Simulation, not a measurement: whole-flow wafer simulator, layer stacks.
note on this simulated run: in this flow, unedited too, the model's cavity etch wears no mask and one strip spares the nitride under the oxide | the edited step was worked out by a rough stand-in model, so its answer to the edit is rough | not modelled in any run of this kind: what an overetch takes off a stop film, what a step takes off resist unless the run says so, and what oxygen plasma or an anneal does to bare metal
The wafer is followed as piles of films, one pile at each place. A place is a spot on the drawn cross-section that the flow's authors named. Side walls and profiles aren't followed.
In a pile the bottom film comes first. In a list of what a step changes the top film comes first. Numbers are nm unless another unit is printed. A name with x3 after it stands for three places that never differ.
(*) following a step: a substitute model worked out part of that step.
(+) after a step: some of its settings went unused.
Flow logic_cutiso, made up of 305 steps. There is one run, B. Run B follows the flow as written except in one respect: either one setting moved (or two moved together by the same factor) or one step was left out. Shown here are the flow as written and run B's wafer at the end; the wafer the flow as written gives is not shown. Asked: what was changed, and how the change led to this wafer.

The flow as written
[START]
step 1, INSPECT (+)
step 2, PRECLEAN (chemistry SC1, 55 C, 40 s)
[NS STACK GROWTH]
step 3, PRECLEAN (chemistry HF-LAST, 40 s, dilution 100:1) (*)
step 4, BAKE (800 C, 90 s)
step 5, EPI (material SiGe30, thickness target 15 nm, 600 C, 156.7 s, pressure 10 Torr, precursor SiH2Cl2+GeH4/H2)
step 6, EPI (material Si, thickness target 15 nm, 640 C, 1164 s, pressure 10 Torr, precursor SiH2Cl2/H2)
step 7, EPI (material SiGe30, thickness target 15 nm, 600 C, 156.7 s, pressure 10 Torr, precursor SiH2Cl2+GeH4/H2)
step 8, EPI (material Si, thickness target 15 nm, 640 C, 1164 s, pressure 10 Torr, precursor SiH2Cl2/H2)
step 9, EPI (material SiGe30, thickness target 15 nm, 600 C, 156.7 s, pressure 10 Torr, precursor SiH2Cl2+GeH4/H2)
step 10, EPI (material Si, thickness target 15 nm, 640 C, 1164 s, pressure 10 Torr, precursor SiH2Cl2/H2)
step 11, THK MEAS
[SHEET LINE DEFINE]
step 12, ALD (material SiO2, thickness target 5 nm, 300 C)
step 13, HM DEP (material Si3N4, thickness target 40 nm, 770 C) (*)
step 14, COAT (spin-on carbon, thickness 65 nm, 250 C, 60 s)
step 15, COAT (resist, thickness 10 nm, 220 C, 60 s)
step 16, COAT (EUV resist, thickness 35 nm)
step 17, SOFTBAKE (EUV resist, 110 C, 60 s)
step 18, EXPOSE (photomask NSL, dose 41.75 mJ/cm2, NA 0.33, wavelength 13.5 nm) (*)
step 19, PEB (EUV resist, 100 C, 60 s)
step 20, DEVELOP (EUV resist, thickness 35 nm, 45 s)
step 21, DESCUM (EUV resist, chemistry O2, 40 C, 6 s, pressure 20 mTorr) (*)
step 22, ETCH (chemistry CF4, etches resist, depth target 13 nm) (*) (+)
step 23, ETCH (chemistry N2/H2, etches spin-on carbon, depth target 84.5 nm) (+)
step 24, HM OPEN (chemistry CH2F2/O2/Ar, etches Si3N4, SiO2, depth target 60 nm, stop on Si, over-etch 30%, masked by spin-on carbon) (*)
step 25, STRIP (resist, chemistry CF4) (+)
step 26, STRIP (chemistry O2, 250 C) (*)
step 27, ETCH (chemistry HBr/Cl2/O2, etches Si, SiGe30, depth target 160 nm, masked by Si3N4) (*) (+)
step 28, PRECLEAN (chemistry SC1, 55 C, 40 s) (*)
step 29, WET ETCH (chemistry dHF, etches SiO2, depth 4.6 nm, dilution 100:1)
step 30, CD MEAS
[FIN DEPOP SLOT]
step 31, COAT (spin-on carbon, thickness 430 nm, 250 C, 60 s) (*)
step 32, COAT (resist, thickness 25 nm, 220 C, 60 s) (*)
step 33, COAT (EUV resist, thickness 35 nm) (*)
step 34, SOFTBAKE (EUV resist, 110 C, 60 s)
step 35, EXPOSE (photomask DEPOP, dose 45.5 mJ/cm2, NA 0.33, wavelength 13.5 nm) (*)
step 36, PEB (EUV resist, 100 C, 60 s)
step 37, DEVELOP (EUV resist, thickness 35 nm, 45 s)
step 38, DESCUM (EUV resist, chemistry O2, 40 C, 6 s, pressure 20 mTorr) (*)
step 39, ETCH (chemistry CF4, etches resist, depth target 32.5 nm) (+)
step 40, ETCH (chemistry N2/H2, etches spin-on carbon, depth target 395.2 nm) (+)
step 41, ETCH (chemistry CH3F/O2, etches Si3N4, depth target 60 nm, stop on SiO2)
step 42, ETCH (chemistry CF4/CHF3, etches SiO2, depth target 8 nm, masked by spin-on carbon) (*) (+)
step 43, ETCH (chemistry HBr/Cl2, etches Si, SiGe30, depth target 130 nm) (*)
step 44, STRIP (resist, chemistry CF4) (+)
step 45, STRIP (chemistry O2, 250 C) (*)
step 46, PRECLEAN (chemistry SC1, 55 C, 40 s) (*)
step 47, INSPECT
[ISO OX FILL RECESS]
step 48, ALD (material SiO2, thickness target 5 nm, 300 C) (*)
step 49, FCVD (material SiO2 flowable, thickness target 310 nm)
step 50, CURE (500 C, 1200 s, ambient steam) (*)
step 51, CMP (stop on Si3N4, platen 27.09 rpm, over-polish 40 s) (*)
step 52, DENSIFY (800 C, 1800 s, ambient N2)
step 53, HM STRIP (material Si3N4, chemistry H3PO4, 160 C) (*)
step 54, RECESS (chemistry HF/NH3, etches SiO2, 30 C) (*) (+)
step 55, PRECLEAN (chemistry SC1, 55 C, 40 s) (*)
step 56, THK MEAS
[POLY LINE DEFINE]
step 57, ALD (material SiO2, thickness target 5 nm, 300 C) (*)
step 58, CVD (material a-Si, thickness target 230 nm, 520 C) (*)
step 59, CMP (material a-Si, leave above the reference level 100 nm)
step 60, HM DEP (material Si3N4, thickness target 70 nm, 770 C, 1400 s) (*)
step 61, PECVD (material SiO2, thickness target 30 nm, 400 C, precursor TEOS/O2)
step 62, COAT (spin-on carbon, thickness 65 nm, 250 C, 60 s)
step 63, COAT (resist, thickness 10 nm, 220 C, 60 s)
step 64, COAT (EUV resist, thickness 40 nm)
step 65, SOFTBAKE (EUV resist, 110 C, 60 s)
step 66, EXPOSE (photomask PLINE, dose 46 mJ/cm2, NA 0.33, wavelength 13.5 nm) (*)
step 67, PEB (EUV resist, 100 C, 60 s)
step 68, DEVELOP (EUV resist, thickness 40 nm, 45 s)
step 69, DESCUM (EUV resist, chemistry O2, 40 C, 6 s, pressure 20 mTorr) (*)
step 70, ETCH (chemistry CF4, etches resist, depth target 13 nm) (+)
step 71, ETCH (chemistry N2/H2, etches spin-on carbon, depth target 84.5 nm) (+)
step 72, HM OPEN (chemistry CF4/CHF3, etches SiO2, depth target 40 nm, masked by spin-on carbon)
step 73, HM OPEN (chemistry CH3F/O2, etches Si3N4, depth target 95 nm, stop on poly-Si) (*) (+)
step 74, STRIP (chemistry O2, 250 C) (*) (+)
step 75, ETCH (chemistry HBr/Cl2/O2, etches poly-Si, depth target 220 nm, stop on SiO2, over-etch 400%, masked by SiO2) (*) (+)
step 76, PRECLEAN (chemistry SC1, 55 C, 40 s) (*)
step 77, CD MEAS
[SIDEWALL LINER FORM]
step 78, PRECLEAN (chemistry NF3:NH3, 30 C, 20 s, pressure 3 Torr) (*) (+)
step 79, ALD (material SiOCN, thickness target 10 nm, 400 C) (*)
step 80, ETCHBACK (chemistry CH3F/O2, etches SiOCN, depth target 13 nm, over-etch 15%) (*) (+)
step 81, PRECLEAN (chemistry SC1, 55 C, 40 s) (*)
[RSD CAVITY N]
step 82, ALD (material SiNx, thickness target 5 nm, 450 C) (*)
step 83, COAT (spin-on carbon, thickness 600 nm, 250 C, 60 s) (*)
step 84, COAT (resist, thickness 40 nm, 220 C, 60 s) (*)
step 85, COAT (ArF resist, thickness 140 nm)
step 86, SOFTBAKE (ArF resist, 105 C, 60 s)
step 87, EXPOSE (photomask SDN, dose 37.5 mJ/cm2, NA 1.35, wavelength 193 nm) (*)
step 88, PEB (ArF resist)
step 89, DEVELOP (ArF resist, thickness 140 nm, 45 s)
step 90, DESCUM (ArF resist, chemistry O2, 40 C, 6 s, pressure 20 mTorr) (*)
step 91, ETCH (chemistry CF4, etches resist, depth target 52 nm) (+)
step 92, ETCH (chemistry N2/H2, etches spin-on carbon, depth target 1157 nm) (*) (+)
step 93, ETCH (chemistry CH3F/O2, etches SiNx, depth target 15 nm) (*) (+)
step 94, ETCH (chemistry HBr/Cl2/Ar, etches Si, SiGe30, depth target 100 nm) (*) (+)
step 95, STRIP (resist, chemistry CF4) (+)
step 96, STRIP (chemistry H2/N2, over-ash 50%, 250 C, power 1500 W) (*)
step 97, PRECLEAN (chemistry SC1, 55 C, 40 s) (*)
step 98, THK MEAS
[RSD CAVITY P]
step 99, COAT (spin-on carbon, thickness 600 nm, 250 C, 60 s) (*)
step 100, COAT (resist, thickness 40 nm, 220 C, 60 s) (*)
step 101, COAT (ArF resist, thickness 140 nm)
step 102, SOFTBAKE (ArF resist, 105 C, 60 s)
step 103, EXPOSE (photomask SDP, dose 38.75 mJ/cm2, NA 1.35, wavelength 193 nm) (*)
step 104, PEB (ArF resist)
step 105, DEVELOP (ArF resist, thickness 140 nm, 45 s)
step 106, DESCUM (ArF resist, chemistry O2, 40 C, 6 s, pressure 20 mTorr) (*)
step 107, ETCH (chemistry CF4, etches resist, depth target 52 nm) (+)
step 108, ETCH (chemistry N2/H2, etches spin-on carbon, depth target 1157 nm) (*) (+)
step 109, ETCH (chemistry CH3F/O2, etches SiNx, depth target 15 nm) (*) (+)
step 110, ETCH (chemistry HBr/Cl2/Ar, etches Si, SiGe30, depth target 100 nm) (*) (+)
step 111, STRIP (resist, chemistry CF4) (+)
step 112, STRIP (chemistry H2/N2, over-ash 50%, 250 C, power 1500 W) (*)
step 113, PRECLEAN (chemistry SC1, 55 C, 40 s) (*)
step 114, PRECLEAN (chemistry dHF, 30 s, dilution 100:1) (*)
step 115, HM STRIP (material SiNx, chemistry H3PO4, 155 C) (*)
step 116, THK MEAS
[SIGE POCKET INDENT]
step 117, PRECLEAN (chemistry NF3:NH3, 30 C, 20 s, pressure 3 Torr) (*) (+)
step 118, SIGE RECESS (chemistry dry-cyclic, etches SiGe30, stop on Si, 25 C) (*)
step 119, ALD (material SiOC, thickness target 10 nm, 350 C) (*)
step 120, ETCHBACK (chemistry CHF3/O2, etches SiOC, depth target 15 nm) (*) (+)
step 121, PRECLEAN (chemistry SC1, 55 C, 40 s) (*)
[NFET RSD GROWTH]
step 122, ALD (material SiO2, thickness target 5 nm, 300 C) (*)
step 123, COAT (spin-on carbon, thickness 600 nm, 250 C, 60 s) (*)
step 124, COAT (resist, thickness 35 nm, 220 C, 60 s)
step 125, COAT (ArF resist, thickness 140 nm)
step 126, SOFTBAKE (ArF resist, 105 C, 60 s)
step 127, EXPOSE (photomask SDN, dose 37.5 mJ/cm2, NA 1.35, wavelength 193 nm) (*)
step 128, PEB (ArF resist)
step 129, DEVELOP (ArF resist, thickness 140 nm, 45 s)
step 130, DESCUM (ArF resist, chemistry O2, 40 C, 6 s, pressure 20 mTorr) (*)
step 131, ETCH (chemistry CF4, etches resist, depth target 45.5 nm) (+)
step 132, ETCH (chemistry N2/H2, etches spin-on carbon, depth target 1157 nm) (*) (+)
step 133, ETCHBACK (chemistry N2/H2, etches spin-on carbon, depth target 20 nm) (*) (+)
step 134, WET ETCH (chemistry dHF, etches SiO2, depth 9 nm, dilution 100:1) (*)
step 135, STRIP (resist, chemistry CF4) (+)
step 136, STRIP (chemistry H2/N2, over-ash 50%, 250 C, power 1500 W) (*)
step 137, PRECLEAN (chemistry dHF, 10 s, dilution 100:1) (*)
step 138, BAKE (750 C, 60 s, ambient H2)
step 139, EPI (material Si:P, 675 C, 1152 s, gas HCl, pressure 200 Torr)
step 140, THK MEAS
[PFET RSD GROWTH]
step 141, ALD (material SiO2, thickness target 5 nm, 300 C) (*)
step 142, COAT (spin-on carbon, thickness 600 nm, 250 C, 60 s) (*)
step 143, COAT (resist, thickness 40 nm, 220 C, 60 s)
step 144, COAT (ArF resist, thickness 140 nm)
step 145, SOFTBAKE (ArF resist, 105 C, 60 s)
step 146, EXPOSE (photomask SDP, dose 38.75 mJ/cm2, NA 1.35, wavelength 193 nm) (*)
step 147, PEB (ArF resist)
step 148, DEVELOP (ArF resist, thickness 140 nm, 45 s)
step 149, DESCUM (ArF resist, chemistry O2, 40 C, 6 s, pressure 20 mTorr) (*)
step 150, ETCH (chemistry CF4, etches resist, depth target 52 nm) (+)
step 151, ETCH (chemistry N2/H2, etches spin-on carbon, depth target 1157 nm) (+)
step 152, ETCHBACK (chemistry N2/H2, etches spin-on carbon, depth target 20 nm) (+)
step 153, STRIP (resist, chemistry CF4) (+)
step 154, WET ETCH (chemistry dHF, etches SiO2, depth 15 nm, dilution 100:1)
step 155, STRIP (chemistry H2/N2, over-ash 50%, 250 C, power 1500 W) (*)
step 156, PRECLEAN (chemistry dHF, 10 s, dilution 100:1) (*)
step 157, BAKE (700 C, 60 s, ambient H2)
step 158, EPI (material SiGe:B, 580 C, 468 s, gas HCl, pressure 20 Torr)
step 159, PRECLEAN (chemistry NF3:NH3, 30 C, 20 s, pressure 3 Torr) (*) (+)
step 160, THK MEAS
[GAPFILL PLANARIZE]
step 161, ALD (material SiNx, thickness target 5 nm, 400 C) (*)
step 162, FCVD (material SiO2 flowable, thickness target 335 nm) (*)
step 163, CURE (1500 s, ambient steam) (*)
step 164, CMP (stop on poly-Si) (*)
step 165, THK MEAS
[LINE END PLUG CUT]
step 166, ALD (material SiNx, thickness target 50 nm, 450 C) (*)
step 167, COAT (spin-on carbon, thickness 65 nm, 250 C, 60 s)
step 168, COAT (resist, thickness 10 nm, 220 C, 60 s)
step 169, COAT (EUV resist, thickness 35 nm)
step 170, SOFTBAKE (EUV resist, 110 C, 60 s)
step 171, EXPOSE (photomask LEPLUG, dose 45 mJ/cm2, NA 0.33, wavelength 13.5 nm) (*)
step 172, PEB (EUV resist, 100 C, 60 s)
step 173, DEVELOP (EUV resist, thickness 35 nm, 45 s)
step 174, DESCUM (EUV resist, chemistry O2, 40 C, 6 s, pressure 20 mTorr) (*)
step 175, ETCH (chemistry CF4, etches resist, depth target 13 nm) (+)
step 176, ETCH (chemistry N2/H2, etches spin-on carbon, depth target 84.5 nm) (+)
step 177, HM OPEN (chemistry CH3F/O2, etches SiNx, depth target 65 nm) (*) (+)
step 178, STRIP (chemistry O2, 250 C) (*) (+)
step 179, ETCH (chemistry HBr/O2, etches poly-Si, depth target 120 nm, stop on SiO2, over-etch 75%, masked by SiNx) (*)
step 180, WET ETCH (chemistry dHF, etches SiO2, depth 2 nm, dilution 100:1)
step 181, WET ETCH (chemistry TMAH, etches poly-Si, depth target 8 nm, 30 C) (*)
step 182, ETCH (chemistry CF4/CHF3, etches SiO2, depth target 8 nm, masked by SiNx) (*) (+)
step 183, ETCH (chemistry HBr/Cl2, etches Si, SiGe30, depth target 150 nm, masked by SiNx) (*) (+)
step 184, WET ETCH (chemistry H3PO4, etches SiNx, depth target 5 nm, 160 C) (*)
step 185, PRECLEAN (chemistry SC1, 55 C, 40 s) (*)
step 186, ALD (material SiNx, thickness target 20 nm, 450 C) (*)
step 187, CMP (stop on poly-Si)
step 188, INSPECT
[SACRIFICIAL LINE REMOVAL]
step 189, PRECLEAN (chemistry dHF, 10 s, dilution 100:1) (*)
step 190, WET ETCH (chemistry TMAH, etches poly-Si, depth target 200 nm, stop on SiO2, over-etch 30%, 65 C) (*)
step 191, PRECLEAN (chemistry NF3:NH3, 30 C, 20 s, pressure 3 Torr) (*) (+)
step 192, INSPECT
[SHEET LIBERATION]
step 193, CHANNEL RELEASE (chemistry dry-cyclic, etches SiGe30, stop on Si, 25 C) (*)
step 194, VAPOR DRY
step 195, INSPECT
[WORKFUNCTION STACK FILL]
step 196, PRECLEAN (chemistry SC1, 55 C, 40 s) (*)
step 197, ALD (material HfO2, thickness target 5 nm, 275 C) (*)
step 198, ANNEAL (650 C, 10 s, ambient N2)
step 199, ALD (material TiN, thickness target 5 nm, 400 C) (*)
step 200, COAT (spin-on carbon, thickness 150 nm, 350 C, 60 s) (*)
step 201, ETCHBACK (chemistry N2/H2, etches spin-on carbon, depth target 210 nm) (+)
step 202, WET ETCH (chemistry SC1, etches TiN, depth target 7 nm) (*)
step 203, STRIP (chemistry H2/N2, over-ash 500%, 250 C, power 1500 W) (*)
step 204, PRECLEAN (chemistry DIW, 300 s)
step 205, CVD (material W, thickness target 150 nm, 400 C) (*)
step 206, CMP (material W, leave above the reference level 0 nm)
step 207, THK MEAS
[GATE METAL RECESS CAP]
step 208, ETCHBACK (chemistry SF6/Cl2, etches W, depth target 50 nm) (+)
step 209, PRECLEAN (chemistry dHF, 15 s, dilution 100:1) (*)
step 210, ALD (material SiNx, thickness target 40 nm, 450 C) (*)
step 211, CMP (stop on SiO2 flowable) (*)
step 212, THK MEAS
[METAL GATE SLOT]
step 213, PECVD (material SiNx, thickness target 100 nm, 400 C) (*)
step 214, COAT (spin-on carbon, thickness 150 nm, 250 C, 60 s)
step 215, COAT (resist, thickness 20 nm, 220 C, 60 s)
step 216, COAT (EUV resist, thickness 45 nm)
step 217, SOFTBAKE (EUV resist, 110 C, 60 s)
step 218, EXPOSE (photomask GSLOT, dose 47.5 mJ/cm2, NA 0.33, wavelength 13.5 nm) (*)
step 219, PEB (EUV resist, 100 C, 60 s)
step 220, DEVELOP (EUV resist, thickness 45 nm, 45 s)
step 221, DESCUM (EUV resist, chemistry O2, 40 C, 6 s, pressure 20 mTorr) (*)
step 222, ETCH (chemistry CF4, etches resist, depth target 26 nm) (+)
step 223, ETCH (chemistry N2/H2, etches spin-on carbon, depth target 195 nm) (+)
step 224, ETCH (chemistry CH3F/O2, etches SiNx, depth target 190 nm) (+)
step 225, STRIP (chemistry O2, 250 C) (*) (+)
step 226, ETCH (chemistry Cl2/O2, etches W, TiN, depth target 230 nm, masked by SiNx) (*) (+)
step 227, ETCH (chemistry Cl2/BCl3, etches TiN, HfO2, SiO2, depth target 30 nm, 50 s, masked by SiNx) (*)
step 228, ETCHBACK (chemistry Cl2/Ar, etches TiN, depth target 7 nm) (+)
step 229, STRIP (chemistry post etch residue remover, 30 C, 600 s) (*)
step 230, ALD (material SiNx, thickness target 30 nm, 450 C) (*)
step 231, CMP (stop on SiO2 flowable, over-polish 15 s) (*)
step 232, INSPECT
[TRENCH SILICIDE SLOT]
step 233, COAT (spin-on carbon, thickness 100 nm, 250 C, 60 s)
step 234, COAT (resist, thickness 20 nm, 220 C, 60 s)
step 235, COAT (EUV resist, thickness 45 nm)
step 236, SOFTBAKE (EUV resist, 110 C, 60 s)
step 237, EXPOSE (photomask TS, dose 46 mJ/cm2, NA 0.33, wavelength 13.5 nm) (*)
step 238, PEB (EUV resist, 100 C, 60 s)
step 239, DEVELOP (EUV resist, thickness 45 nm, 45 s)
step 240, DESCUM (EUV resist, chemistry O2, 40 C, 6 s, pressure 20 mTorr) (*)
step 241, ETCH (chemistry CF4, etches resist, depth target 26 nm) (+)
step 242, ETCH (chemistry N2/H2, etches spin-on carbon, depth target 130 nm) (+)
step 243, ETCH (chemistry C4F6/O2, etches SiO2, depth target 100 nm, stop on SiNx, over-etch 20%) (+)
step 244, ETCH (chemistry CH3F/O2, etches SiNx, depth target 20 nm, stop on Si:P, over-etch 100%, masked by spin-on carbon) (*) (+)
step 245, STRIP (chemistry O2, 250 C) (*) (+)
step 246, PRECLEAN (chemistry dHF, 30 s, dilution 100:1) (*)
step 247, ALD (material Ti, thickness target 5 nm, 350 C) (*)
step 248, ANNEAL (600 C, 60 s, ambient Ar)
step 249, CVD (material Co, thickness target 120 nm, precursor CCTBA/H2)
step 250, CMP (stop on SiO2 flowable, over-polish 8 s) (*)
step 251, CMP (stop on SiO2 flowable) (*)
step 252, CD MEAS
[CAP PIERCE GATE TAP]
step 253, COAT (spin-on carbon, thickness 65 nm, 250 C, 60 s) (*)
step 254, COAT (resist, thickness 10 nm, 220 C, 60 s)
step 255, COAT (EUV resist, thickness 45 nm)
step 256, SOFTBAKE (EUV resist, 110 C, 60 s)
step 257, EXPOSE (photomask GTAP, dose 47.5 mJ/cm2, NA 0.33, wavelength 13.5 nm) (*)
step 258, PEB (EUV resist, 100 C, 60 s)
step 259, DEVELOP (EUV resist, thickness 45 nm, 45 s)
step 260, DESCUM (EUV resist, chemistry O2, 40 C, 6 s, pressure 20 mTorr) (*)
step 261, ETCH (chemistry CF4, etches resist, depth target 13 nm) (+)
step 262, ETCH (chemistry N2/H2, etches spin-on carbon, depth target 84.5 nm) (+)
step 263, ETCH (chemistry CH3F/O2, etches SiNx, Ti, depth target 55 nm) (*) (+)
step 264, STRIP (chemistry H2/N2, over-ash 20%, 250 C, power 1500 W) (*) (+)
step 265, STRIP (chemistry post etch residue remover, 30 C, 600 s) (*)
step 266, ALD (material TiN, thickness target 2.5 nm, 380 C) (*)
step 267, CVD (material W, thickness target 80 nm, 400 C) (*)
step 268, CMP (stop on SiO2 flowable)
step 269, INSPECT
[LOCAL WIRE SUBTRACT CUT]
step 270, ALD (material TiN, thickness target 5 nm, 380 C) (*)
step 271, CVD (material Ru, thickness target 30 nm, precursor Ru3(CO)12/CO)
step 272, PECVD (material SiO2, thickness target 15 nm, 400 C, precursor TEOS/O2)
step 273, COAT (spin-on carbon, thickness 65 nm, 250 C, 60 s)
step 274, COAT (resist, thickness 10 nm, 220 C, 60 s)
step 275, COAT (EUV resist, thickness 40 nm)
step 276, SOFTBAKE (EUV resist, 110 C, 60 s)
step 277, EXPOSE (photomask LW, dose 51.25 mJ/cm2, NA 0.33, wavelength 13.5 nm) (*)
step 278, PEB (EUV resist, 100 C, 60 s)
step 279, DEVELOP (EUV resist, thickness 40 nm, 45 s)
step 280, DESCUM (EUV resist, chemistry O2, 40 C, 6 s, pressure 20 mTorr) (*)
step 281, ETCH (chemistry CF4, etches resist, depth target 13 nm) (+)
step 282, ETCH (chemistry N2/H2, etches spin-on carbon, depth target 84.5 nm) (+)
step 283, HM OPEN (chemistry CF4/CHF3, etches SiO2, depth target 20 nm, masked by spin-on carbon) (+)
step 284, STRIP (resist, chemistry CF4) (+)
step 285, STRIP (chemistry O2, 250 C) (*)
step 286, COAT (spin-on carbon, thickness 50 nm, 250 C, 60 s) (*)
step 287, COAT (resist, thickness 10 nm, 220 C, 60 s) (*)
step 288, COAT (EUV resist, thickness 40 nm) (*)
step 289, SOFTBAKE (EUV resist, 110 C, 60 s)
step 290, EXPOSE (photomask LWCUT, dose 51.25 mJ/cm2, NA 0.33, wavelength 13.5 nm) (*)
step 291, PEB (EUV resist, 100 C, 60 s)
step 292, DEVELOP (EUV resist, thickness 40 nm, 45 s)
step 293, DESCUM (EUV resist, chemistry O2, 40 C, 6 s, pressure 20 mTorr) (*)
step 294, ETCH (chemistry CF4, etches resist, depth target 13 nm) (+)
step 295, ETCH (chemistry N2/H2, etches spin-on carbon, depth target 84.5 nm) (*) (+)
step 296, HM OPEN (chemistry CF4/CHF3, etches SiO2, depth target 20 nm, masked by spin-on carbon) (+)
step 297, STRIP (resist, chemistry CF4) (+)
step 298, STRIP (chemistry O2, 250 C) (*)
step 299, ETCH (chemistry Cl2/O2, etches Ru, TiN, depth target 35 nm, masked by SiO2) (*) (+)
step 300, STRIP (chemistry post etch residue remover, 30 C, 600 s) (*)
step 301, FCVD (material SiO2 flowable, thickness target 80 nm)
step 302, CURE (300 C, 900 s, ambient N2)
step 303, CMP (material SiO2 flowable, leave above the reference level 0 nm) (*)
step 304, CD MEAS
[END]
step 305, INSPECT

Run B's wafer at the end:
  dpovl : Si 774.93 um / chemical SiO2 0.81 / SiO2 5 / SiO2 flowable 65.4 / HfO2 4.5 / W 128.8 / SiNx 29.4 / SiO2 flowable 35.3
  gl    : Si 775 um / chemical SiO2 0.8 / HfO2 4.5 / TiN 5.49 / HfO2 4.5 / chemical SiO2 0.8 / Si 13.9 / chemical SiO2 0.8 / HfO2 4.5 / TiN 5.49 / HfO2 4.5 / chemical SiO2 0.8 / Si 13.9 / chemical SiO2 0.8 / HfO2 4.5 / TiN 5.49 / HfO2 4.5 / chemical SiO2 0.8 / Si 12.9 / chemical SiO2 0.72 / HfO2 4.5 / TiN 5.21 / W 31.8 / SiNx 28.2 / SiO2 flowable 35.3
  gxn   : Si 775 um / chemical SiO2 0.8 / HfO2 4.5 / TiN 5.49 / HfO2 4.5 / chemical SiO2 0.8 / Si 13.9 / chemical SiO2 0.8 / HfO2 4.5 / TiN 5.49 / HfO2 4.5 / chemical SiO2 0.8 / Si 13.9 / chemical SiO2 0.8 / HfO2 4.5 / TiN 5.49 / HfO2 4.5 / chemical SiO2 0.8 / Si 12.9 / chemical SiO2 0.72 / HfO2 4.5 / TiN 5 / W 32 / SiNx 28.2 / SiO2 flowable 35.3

Cause: step 197, ALD: thickness target 4.5 nm was run, whereas the flow has thickness target 5 nm.
The wafer lets one read it off: dpovl has HfO2 4.5, and step 197 as written asks for 5 nm.

Step by step, how the change led to this:
  step 197, ALD (material HfO2, thickness target 5 nm, 275 C) (*)
      gl, glp, gxn, gxp, ns, tap: HfO2 gains 4.5 (new film), HfO2 gains 4.5 (new film), cavity loses 9, HfO2 gains 4.5 (new film), HfO2 gains 4.5 (new film), cavity loses 9, HfO2 gains 4.5 (new film), HfO2 gains 4.5 (new film), cavity loses 9, HfO2 gains 4.5 (new film) (in the flow as written it would be: HfO2 gains 5 (new film), HfO2 gains 5 (new film), cavity loses 10, HfO2 gains 5 (new film), HfO2 gains 5 (new film), cavity loses 10, HfO2 gains 5 (new film), HfO2 gains 5 (new film), cavity loses 10, HfO2 gains 5 (new film))
      gxf: HfO2 gains 4.56 (new film) (in the flow as written it would be: HfO2 gains 7.7 (new film))
  step 199, ALD (material TiN, thickness target 5 nm, 400 C) (*)
      gl, glp, tap: TiN gains 5.21 (new film), TiN gains 5.49 (new film), cavity loses 5.49 (all of it), TiN gains 5.49 (new film), cavity loses 5.49 (all of it), TiN gains 5.49 (new film), cavity loses 5.49 (all of it) (in the flow as written it would be: TiN gains 5.26 (new film), TiN gains 4.49 (new film), cavity loses 4.49 (all of it), TiN gains 4.49 (new film), cavity loses 4.49 (all of it), TiN gains 4.49 (new film), cavity loses 4.49 (all of it))
      gxn, gxp, ns: TiN gains 5 (new film), TiN gains 5.49 (new film), cavity loses 5.49 (all of it), TiN gains 5.49 (new film), cavity loses 5.49 (all of it), TiN gains 5.49 (new film), cavity loses 5.49 (all of it) (in the flow as written it would be: TiN gains 5 (new film), TiN gains 4.49 (new film), cavity loses 4.49 (all of it), TiN gains 4.49 (new film), cavity loses 4.49 (all of it), TiN gains 4.49 (new film), cavity loses 4.49 (all of it))
      (as well as at 2 more places)
  step 203, STRIP (chemistry H2/N2, over-ash 500%, 250 C, power 1500 W) (*)
      gl, glp: spin-on carbon loses 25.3 (all of it) (in the flow as written it would be: spin-on carbon loses 26.7 (all of it))
      gxn, gxp: spin-on carbon loses 25.2 (all of it) (in the flow as written it would be: spin-on carbon loses 26.8 (all of it))
      (as well as at 1 more place)
  step 226, ETCH (chemistry Cl2/O2, etches W, TiN, depth target 230 nm, masked by SiNx) (*) (+)
      gfld: W loses 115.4 (all of it), TiN loses 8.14 (all of it), HfO2 loses 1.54 (in the flow as written it would be: W loses 115.4 (all of it), TiN loses 7.64 (all of it), HfO2 loses 1.54)
